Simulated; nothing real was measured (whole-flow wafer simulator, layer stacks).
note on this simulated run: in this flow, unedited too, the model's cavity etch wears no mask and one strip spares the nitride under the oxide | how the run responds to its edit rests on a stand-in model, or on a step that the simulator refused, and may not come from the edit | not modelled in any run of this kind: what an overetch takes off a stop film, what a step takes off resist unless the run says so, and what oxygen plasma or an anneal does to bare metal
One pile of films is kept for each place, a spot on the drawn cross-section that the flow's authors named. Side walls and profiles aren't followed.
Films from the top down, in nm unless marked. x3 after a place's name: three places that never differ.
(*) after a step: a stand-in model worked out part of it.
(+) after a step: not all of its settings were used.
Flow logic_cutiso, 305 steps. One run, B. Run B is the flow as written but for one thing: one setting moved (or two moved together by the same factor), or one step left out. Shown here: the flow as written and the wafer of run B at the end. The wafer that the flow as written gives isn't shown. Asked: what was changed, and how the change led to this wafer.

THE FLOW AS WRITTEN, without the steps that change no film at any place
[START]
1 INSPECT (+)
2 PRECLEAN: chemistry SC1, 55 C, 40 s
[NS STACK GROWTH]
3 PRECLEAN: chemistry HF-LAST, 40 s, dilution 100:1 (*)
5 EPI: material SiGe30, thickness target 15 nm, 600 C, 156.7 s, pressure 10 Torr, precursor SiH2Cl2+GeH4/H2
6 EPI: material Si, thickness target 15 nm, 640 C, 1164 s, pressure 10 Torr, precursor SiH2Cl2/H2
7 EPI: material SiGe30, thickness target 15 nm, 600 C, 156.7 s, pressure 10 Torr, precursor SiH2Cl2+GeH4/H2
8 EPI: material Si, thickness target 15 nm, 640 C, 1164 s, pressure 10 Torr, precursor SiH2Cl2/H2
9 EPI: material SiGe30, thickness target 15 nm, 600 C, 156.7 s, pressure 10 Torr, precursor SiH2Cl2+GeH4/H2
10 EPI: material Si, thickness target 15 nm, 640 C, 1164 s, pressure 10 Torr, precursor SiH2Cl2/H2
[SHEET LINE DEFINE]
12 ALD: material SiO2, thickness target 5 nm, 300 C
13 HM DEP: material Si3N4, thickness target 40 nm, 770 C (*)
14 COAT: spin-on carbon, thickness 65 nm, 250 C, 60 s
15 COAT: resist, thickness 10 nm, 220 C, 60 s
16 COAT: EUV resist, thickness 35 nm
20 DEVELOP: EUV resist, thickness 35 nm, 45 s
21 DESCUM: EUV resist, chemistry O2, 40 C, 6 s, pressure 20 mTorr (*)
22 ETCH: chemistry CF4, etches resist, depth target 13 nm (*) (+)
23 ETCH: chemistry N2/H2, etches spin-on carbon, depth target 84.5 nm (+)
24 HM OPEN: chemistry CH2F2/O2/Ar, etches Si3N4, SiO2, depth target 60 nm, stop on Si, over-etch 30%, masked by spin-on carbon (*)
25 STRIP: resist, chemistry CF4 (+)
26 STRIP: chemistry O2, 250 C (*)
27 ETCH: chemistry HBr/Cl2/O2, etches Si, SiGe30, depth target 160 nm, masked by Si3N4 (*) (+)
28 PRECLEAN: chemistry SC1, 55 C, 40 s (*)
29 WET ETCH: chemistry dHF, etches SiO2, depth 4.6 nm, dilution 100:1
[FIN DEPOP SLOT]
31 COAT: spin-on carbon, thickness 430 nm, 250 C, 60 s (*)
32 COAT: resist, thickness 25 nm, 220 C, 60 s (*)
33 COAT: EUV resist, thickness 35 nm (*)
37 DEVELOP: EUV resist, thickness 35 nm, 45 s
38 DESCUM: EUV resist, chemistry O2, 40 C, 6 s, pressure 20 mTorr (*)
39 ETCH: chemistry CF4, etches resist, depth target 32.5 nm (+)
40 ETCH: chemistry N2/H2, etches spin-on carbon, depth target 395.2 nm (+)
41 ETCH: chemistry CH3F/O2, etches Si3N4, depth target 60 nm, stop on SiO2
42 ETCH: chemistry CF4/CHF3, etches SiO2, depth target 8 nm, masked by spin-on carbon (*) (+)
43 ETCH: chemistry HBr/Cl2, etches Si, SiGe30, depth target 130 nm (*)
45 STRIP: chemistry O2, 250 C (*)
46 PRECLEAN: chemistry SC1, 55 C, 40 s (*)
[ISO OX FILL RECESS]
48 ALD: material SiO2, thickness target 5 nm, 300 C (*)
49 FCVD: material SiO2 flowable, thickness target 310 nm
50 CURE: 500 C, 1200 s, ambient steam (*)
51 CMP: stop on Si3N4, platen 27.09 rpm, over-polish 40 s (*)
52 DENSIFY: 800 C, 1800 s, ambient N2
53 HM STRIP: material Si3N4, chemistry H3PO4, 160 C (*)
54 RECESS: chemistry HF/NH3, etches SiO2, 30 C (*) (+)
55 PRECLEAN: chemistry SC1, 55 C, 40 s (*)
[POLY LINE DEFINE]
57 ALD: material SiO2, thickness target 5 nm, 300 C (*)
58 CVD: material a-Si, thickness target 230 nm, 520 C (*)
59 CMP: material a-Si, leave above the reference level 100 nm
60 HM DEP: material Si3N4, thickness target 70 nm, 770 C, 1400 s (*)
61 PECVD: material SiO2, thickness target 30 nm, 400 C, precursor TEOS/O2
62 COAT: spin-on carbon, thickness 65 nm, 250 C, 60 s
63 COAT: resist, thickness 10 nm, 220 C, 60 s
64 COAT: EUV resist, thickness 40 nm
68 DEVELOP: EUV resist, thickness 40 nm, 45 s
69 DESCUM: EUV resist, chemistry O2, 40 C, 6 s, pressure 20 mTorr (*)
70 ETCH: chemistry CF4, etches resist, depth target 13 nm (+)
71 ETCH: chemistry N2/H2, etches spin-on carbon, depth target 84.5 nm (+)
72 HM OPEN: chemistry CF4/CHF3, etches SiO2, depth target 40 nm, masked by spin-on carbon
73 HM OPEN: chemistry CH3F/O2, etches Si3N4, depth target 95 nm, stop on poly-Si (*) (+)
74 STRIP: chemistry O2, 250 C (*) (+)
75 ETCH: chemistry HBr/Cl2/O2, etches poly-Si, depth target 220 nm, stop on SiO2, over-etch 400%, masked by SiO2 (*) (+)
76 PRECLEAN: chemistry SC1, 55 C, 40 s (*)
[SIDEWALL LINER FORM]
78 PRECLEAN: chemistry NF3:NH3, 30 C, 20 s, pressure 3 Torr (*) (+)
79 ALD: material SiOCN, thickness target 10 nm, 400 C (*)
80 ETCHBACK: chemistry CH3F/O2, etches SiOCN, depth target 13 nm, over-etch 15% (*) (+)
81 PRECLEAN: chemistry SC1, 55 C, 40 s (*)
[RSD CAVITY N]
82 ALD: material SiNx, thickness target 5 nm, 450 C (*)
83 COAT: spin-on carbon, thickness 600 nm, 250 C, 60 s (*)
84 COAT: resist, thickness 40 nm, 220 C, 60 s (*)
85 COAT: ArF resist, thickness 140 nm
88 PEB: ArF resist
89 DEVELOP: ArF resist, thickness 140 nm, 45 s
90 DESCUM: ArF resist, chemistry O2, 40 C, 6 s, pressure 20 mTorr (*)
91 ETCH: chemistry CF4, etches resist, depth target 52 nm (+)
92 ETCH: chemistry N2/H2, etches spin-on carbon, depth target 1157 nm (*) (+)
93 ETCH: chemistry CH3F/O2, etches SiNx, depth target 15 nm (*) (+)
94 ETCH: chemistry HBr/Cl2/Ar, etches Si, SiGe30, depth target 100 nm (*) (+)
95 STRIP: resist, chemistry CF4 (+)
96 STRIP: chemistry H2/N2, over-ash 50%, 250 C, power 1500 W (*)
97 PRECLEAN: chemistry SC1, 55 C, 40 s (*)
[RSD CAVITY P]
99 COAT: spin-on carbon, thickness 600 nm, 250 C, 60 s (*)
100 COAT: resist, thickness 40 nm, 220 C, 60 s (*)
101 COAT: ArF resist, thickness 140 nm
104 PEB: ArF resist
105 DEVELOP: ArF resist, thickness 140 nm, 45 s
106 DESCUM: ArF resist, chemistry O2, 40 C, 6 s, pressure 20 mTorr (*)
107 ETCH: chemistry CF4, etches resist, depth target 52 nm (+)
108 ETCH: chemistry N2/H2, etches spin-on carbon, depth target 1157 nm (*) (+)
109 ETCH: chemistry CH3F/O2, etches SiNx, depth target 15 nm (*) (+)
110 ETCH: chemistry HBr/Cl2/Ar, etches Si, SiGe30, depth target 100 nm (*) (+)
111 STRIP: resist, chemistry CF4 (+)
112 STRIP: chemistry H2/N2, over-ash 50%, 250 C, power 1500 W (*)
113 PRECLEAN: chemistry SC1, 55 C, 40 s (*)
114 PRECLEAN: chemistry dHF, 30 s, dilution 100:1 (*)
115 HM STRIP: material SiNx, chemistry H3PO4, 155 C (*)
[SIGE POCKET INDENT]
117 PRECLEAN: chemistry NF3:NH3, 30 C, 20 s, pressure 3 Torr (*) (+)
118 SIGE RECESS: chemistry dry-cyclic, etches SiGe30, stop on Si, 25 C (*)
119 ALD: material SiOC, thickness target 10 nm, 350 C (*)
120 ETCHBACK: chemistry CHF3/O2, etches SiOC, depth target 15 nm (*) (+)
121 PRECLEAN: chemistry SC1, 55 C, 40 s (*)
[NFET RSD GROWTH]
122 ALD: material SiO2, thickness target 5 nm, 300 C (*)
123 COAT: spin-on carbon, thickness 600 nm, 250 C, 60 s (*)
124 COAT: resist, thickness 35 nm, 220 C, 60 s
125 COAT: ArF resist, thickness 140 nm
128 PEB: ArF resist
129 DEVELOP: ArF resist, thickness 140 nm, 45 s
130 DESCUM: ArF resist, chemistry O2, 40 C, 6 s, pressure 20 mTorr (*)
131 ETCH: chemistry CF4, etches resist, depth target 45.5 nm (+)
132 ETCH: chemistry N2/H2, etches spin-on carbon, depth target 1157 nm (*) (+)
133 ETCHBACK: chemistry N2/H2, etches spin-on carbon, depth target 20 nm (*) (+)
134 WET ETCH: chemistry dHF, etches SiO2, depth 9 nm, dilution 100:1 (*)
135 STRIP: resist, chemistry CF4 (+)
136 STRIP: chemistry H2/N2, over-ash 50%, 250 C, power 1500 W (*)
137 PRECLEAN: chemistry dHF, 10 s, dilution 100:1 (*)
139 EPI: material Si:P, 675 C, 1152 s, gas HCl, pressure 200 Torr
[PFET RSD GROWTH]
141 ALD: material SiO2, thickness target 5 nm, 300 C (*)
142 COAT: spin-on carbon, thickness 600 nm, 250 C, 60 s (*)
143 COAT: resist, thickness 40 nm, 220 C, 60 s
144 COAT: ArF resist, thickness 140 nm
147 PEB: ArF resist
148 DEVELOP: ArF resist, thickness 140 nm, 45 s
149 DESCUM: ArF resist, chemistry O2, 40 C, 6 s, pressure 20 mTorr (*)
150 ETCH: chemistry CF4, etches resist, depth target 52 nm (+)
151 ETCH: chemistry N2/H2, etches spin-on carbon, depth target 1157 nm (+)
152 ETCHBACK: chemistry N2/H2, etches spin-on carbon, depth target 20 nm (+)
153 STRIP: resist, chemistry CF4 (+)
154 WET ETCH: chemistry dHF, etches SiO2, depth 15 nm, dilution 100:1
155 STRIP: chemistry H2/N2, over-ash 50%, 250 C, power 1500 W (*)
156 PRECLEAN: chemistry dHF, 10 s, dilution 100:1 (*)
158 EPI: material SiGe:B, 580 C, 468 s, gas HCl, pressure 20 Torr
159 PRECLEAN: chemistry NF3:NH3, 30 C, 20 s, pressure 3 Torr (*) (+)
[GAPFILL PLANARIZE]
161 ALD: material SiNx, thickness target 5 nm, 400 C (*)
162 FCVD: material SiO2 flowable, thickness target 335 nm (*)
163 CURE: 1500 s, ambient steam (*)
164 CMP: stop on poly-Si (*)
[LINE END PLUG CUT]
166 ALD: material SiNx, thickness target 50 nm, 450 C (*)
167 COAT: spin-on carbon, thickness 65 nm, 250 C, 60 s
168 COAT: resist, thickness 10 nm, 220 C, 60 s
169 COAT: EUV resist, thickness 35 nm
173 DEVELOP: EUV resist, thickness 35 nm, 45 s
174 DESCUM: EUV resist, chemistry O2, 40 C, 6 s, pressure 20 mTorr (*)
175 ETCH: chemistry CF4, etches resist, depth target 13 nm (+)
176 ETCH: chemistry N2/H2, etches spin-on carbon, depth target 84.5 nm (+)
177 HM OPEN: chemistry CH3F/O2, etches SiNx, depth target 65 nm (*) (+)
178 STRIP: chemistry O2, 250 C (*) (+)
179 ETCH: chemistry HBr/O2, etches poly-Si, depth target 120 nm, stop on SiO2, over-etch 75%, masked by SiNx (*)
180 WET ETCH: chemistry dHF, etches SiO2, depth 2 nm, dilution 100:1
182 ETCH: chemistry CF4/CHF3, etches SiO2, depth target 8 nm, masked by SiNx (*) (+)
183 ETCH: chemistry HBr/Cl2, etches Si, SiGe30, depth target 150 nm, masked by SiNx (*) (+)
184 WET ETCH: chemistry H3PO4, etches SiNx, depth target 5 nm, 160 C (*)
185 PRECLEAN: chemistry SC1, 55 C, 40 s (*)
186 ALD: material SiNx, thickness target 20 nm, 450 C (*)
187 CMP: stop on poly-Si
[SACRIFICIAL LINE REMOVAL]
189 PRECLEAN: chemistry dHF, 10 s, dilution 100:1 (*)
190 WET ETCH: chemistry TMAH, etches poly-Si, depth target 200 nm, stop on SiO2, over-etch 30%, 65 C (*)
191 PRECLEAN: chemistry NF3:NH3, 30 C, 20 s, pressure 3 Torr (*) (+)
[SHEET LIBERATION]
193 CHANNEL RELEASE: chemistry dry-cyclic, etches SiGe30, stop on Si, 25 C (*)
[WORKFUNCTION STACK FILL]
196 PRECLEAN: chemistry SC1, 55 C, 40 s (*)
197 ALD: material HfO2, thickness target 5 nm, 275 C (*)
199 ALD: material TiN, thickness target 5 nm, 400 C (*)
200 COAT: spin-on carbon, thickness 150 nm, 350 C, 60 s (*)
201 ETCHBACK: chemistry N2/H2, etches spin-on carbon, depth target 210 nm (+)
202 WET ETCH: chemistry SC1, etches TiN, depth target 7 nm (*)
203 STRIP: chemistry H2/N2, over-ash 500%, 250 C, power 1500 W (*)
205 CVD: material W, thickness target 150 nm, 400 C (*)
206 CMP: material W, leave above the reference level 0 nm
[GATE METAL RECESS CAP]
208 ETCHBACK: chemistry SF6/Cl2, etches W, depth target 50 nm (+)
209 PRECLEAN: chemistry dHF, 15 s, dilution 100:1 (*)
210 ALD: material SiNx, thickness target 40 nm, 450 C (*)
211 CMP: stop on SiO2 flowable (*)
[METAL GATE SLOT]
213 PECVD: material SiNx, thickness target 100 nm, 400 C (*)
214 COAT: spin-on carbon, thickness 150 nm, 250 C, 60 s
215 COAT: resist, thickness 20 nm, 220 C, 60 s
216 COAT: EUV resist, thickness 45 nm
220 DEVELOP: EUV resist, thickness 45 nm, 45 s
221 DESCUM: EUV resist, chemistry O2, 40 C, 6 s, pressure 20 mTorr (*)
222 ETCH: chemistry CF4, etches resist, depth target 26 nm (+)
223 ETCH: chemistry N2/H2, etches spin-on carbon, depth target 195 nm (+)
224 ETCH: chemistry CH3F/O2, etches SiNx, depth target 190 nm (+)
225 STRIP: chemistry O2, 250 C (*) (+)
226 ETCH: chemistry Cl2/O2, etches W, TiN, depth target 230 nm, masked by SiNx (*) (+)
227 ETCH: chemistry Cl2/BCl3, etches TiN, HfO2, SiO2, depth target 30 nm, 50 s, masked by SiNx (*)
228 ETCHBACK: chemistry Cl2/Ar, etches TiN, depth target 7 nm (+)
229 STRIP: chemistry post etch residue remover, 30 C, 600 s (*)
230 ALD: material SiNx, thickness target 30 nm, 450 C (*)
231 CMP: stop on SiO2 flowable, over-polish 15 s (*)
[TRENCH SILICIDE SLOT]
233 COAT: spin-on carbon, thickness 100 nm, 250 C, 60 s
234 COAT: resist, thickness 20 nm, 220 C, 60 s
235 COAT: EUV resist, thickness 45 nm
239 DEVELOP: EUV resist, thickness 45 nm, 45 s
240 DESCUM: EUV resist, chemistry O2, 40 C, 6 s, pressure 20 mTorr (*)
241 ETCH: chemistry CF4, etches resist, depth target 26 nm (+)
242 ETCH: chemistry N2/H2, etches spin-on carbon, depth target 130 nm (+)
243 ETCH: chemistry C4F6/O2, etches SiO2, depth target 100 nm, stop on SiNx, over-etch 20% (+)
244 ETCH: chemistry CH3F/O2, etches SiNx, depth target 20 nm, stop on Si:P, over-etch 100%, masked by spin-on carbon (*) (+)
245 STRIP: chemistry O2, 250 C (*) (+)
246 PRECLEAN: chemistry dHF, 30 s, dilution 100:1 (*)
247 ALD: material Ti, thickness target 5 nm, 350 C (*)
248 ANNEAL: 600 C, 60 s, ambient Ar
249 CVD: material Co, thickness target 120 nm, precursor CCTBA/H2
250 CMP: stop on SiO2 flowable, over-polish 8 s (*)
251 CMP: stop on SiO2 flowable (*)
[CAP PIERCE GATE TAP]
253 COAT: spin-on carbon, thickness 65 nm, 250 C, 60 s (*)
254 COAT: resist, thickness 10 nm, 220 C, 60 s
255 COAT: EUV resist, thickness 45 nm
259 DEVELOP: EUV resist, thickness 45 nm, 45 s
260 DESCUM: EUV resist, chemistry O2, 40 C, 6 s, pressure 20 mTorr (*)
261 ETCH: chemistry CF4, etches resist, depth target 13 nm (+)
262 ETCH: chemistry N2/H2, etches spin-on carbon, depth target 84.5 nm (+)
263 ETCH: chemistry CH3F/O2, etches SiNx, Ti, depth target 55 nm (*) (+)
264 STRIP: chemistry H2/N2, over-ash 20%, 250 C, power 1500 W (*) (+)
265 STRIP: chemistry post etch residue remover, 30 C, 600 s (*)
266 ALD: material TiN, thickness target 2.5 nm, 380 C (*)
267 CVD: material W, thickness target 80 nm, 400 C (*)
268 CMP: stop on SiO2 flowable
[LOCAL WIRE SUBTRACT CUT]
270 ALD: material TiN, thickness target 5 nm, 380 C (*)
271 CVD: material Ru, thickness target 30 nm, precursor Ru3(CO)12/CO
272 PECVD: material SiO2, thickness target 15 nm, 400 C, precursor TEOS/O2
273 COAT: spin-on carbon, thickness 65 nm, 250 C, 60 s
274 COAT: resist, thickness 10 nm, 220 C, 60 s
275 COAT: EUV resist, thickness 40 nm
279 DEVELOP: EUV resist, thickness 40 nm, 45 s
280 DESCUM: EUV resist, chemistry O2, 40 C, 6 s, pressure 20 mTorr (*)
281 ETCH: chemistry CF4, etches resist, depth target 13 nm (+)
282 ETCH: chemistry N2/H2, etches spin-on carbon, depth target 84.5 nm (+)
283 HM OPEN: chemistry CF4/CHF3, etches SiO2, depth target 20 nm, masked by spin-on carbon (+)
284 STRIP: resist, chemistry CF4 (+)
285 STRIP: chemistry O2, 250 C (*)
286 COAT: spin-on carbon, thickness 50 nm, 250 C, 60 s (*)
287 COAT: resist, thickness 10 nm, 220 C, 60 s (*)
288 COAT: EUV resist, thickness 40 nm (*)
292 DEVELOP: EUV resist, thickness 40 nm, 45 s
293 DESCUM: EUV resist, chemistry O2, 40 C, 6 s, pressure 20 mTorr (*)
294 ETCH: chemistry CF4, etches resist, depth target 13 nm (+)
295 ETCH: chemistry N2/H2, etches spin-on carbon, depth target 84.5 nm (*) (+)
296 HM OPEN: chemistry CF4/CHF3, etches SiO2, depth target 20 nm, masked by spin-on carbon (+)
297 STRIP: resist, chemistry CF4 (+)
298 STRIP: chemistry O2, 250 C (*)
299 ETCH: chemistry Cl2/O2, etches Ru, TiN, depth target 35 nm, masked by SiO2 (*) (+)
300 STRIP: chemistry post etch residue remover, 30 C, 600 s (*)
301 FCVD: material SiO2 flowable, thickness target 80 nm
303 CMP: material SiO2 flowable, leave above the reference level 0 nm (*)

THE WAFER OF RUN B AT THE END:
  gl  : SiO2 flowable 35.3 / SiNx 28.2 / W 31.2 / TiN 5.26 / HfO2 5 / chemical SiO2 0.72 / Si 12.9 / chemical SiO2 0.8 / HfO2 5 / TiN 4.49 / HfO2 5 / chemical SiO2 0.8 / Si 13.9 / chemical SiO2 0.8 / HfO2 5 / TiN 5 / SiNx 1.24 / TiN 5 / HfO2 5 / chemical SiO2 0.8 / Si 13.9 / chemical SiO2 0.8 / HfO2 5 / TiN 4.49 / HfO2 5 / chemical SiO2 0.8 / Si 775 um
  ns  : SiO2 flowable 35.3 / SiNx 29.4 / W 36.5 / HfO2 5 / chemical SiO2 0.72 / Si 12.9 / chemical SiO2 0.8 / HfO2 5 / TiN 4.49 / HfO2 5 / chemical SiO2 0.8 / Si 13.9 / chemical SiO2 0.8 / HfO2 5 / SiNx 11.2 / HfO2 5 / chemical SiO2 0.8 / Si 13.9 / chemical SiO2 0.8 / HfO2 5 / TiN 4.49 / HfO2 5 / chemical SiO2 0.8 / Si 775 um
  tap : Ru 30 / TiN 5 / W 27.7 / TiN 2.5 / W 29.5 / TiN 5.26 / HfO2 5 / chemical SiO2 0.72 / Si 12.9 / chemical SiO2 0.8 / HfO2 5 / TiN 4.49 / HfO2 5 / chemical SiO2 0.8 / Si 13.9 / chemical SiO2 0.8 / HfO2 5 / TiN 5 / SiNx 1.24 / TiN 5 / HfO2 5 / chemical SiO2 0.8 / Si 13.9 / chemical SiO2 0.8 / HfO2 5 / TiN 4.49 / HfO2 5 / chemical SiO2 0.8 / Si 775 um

The cause: step 7, EPI: 227.2 s was run, where the flow has 156.7 s.

How the change led to this, step by step:
  7 EPI: material SiGe30, thickness target 15 nm, 600 C, 156.7 s, pressure 10 Torr, precursor SiH2Cl2+GeH4/H2
      depop, dpovl, gfld and 19 more: SiGe30 +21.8 (new film) (as written it would be: SiGe30 +15 (new film))
  27 ETCH: chemistry HBr/Cl2/O2, etches Si, SiGe30, depth target 160 nm, masked by Si3N4 (*) (+)
      gfld, gxf, iso, lnri: chemical SiO2 -0.79 (all of it), Si -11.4 (all of it), SiGe30 -15 (all of it), Si -15 (all of it), SiGe30 -21.8 (all of it), Si -15 (all of it), SiGe30 -15 (all of it), Si -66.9 (as written it would be: chemical SiO2 -0.79 (all of it), Si -11.4 (all of it), SiGe30 -15 (all of it), Si -15 (all of it), SiGe30 -15 (all of it), Si -15 (all of it), SiGe30 -15 (all of it), Si -73.6)
      dpovl, nsgap: chemical SiO2 -0.79 (all of it), Si -11.8 (all of it), SiGe30 -15 (all of it), Si -15 (all of it), SiGe30 -21.8 (all of it), Si -15 (all of it), SiGe30 -15 (all of it), Si -66.5 (as written it would be: chemical SiO2 -0.79 (all of it), Si -11.8 (all of it), SiGe30 -15 (all of it), Si -15 (all of it), SiGe30 -15 (all of it), Si -15 (all of it), SiGe30 -15 (all of it), Si -73.2)
      (and at 1 more place)
  43 ETCH: chemistry HBr/Cl2, etches Si, SiGe30, depth target 130 nm (*)
      depop: Si -14 (all of it), SiGe30 -15 (all of it), Si -15 (all of it), SiGe30 -21.8 (all of it), Si -15 (all of it), SiGe30 -15 (all of it), Si -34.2 (as written it would be: Si -14 (all of it), SiGe30 -15 (all of it), Si -15 (all of it), SiGe30 -15 (all of it), Si -15 (all of it), SiGe30 -15 (all of it), Si -41)
  94 ETCH: chemistry HBr/Cl2/Ar, etches Si, SiGe30, depth target 100 nm (*) (+)
      rsdn, rsdx: chemical SiO2 -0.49 (all of it), Si -12.8 (all of it), SiGe30 -15 (all of it), Si -15 (all of it), SiGe30 -21.8 (all of it), Si -15 (all of it), SiGe30 -15 (all of it), Si -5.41 (as written it would be: chemical SiO2 -0.49 (all of it), Si -12.8 (all of it), SiGe30 -15 (all of it), Si -15 (all of it), SiGe30 -15 (all of it), Si -15 (all of it), SiGe30 -15 (all of it), Si -12.2)
  110 ETCH: chemistry HBr/Cl2/Ar, etches Si, SiGe30, depth target 100 nm (*) (+)
      rsdp, rsdw: chemical SiO2 -0.49 (all of it), Si -12.8 (all of it), SiGe30 -15 (all of it), Si -15 (all of it), SiGe30 -21.8 (all of it), Si -15 (all of it), SiGe30 -15 (all of it), Si -5.41 (as written it would be: chemical SiO2 -0.49 (all of it), Si -12.8 (all of it), SiGe30 -15 (all of it), Si -15 (all of it), SiGe30 -15 (all of it), Si -15 (all of it), SiGe30 -15 (all of it), Si -12.2)
  118 SIGE RECESS: chemistry dry-cyclic, etches SiGe30, stop on Si, 25 C (*)
      lnr, lnrp, lnrt: SiOCN -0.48, Si -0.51, cavity +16 (new film), SiGe30 -15 (all of it), Si -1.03, cavity +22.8 (new film), SiGe30 -21.8 (all of it), Si -1.03, cavity +16 (new film), SiGe30 -15 (all of it), Si -0.51 (as written it would be: SiOCN -0.48, Si -0.51, cavity +16 (new film), SiGe30 -15 (all of it), Si -1.03, cavity +16 (new film), SiGe30 -15 (all of it), Si -1.03, cavity +16 (new film), SiGe30 -15 (all of it), Si -0.51)
  119 ALD: material SiOC, thickness target 10 nm, 350 C (*)
      lnr, lnrp, lnrt: SiOC +10 (new film), SiOC +16 (new film), cavity -16 (all of it), SiOC +22.8 (new film), cavity -22.8 (all of it), SiOC +16 (new film), cavity -16 (all of it) (as written it would be: SiOC +10 (new film), SiOC +16 (new film), cavity -16 (all of it), SiOC +16 (new film), cavity -16 (all of it), SiOC +16 (new film), cavity -16 (all of it))
  183 ETCH: chemistry HBr/Cl2, etches Si, SiGe30, depth target 150 nm, masked by SiNx (*) (+)
      plug: Si -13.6 (all of it), SiGe30 -15 (all of it), Si -15 (all of it), SiGe30 -21.8 (all of it), Si -15 (all of it), SiGe30 -15 (all of it), Si -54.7 (as written it would be: Si -13.6 (all of it), SiGe30 -15 (all of it), Si -15 (all of it), SiGe30 -15 (all of it), Si -15 (all of it), SiGe30 -15 (all of it), Si -61.4)
  193 CHANNEL RELEASE: chemistry dry-cyclic, etches SiGe30, stop on Si, 25 C (*)
      gl, glp, gxn, gxp, ns, tap: chemical SiO2 +0.8 (new film), Si -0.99, chemical SiO2 +0.8 (new film), cavity +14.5 (new film), chemical SiO2 +0.8 (new film), SiGe30 -15 (all of it), Si -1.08, chemical SiO2 +0.8 (new film), cavity +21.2 (new film), chemical SiO2 +0.8 (new film), SiGe30 -21.8 (all of it), Si -1.08, chemical SiO2 +0.8 (new film), cavity +14.5 (new film), chemical SiO2 +0.8 (new film), SiGe30 -15 (all of it), Si -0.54 (as written it would be: chemical SiO2 +0.8 (new film), Si -0.99, chemical SiO2 +0.8 (new film), cavity +14.5 (new film), chemical SiO2 +0.8 (new film), SiGe30 -15 (all of it), Si -1.08, chemical SiO2 +0.8 (new film), cavity +14.5 (new film), chemical SiO2 +0.8 (new film), SiGe30 -15 (all of it), Si -1.08, chemical SiO2 +0.8 (new film), cavity +14.5 (new film), chemical SiO2 +0.8 (new film), SiGe30 -15 (all of it), Si -0.54)
  199 ALD: material TiN, thickness target 5 nm, 400 C (*)
      gl, glp, tap: TiN +5.26 (new film), TiN +4.49 (new film), cavity -4.49 (all of it), TiN +5 (new film), cavity -10, TiN +5 (new film), TiN +4.49 (new film), cavity -4.49 (all of it) (as written it would be: TiN +5.26 (new film), TiN +4.49 (new film), cavity -4.49 (all of it), TiN +4.49 (new film), cavity -4.49 (all of it), TiN +4.49 (new film), cavity -4.49 (all of it))
      gxn, gxp, ns: TiN +5 (new film), TiN +4.49 (new film), cavity -4.49 (all of it), TiN +5 (new film), cavity -10, TiN +5 (new film), TiN +4.49 (new film), cavity -4.49 (all of it) (as written it would be: TiN +5 (new film), TiN +4.49 (new film), cavity -4.49 (all of it), TiN +4.49 (new film), cavity -4.49 (all of it), TiN +4.49 (new film), cavity -4.49 (all of it))
  202 WET ETCH: chemistry SC1, etches TiN, depth target 7 nm (*)
      ns: TiN -5 (all of it), TiN -5 (all of it), cavity +10, TiN -5 (all of it) (as written it would be: TiN -5 (all of it))
  210 ALD: material SiNx, thickness target 40 nm, 450 C (*)
      gl, glp, gxn, gxp, tap: SiNx +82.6 (new film), SiNx +1.24 (new film), cavity -1.24 (all of it) (as written it would be: SiNx +82.6 (new film))
      ns: SiNx +40 (new film), SiNx +11.2 (new film), cavity -11.2 (all of it) (as written it would be: SiNx +40 (new film))
Counting metal films that touch as one body, gl has 5 bodies (between them, from the top down: HfO2 5 / chemical SiO2 0.72 / Si 12.9 / chemical SiO2 0.8 / HfO2 5; HfO2 5 / chemical SiO2 0.8 / Si 13.9 / chemical SiO2 0.8 / HfO2 5; SiNx 1.24; HfO2 5 / chemical SiO2 0.8 / Si 13.9 / chemical SiO2 0.8 / HfO2 5); the flow as written gives 4 bodies (between them, from the top down: HfO2 5 / chemical SiO2 0.72 / Si 12.9 / chemical SiO2 0.8 / HfO2 5; HfO2 5 / chemical SiO2 0.8 / Si 13.9 / chemical SiO2 0.8 / HfO2 5; HfO2 5 / chemical SiO2 0.8 / Si 13.9 / chemical SiO2 0.8 / HfO2 5).
Counting metal films that touch as one body, ns has 3 bodies (between them, from the top down: HfO2 5 / chemical SiO2 0.72 / Si 12.9 / chemical SiO2 0.8 / HfO2 5; HfO2 5 / chemical SiO2 0.8 / Si 13.9 / chemical SiO2 0.8 / HfO2 5 / SiNx 11.2 / HfO2 5 / chemical SiO2 0.8 / Si 13.9 / chemical SiO2 0.8 / HfO2 5); the flow as written gives 4 bodies (between them, from the top down: HfO2 5 / chemical SiO2 0.72 / Si 12.9 / chemical SiO2 0.8 / HfO2 5; HfO2 5 / chemical SiO2 0.8 / Si 13.9 / chemical SiO2 0.8 / HfO2 5; HfO2 5 / chemical SiO2 0.8 / Si 13.9 / chemical SiO2 0.8 / HfO2 5).
Counting metal films that touch as one body, tap has 5 bodies (between them, from the top down: HfO2 5 / chemical SiO2 0.72 / Si 12.9 / chemical SiO2 0.8 / HfO2 5; HfO2 5 / chemical SiO2 0.8 / Si 13.9 / chemical SiO2 0.8 / HfO2 5; SiNx 1.24; HfO2 5 / chemical SiO2 0.8 / Si 13.9 / chemical SiO2 0.8 / HfO2 5); the flow as written gives 4 bodies (between them, from the top down: HfO2 5 / chemical SiO2 0.72 / Si 12.9 / chemical SiO2 0.8 / HfO2 5; HfO2 5 / chemical SiO2 0.8 / Si 13.9 / chemical SiO2 0.8 / HfO2 5; HfO2 5 / chemical SiO2 0.8 / Si 13.9 / chemical SiO2 0.8 / HfO2 5).
